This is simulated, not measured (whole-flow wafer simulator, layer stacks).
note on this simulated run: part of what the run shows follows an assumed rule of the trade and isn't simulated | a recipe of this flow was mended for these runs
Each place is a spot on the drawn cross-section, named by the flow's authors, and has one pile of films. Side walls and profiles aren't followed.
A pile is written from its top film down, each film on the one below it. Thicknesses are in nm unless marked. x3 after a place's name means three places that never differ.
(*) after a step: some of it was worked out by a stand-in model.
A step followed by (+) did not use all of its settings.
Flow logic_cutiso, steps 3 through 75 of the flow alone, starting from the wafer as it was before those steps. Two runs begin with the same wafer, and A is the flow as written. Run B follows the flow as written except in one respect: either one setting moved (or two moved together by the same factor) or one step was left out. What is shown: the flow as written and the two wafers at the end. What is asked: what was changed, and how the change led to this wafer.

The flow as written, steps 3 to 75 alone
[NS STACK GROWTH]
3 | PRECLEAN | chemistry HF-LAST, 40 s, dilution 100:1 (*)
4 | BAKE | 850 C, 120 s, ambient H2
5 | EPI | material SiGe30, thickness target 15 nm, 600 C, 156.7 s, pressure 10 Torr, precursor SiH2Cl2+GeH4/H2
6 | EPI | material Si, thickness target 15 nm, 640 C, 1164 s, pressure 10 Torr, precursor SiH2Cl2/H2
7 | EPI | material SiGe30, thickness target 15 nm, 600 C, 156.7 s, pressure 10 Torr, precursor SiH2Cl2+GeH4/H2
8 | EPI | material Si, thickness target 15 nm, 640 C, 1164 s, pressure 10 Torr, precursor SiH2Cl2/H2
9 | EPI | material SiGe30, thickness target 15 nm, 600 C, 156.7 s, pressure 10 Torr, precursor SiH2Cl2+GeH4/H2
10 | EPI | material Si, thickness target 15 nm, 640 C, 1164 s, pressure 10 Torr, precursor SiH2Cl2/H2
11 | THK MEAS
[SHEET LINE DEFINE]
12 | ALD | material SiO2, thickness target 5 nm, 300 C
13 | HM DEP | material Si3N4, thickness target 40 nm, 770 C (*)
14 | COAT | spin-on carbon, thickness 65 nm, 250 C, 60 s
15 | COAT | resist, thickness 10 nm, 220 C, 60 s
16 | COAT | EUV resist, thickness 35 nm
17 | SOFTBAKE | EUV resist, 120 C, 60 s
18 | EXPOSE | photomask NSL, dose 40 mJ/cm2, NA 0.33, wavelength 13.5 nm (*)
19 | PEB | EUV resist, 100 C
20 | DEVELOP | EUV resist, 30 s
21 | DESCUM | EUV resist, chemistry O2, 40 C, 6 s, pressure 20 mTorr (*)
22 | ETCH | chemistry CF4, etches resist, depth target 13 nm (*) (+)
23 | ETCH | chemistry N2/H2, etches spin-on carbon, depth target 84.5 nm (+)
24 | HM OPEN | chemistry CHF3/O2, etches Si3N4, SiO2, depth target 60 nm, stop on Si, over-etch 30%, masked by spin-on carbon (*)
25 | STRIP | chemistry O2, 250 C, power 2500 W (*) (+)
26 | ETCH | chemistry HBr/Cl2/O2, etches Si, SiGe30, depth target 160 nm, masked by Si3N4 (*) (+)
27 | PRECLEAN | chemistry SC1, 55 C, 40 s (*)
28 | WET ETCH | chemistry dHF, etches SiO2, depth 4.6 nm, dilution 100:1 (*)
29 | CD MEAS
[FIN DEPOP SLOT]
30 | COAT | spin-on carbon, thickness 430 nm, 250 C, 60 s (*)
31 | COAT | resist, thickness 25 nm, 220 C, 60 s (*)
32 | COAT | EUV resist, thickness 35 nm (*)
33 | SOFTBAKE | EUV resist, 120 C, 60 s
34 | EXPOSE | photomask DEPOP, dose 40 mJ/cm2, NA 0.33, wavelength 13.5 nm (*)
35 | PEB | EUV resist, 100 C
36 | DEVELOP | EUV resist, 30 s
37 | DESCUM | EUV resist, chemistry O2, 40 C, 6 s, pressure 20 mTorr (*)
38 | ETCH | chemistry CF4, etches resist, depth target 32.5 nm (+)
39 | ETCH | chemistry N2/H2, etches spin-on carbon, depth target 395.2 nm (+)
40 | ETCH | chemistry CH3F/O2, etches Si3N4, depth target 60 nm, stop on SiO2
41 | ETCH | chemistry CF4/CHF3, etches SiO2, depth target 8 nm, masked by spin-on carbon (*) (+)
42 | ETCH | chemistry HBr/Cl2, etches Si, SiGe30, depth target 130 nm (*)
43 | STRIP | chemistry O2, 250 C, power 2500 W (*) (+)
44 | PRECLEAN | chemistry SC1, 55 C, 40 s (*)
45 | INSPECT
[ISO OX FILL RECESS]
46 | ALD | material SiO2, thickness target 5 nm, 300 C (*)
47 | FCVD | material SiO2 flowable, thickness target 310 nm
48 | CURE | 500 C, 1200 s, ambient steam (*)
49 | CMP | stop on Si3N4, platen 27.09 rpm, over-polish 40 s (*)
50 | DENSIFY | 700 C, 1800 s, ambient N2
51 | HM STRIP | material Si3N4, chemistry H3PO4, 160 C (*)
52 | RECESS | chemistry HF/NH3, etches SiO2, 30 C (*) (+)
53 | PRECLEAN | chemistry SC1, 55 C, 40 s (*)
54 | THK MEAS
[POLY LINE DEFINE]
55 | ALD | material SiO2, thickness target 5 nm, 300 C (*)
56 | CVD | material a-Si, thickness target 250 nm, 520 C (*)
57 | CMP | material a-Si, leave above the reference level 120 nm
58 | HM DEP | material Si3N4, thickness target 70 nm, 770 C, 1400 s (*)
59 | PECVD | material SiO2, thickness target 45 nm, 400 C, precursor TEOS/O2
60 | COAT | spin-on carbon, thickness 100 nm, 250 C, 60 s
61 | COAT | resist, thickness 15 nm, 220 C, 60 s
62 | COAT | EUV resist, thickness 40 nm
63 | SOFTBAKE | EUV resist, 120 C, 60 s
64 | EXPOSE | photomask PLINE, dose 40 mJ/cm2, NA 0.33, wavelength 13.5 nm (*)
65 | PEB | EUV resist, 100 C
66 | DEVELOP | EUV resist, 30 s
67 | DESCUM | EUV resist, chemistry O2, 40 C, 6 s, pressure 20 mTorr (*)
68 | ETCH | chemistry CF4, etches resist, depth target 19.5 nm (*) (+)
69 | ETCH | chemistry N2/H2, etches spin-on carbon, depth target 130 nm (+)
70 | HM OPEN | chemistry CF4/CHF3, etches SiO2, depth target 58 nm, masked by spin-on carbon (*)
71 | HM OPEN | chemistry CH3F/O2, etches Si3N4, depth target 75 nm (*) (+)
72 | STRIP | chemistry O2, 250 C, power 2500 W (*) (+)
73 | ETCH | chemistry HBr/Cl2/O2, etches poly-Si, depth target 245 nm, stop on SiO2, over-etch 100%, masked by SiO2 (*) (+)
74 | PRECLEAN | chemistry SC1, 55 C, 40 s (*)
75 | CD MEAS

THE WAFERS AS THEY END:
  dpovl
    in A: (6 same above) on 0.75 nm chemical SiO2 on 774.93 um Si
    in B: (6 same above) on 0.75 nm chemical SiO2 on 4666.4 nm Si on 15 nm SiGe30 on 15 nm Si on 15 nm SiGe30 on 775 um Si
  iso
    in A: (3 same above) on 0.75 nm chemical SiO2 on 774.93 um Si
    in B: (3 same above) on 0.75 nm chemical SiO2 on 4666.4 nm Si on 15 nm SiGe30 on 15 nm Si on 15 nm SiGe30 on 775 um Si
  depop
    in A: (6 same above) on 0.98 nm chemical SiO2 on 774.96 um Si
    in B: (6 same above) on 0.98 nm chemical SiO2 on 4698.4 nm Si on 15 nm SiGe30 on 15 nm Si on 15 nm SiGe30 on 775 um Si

What caused this: step 8, EPI: 1024 C was run, though the flow has 640 C.

Step by step, how the change led to this:
  8 | EPI | material Si, thickness target 15 nm, 640 C, 1164 s, pressure 10 Torr, precursor SiH2Cl2/H2
      depop, dpovl, gfld and 19 more: A +15 Si (new film) | B +4800.1 Si (new film)
  26 | ETCH | chemistry HBr/Cl2/O2, etches Si, SiGe30, depth target 160 nm, masked by Si3N4 (*) (+)
      dpovl, gfld, gxf, iso, isow, lnri, nsgap: A -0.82 chemical SiO2 (all of it), -12 Si (all of it), -15 SiGe30 (all of it), -15 Si (all of it), -15 SiGe30 (all of it), -15 Si (all of it), -15 SiGe30 (all of it), -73 Si | B -0.82 chemical SiO2 (all of it), -12 Si (all of it), -15 SiGe30 (all of it), -133 Si
  42 | ETCH | chemistry HBr/Cl2, etches Si, SiGe30, depth target 130 nm (*)
      depop: A -13.8 Si (all of it), -15 SiGe30 (all of it), -15 Si (all of it), -15 SiGe30 (all of it), -15 Si (all of it), -15 SiGe30 (all of it), -41.2 Si | B -13.8 Si (all of it), -15 SiGe30 (all of it), -101.2 Si
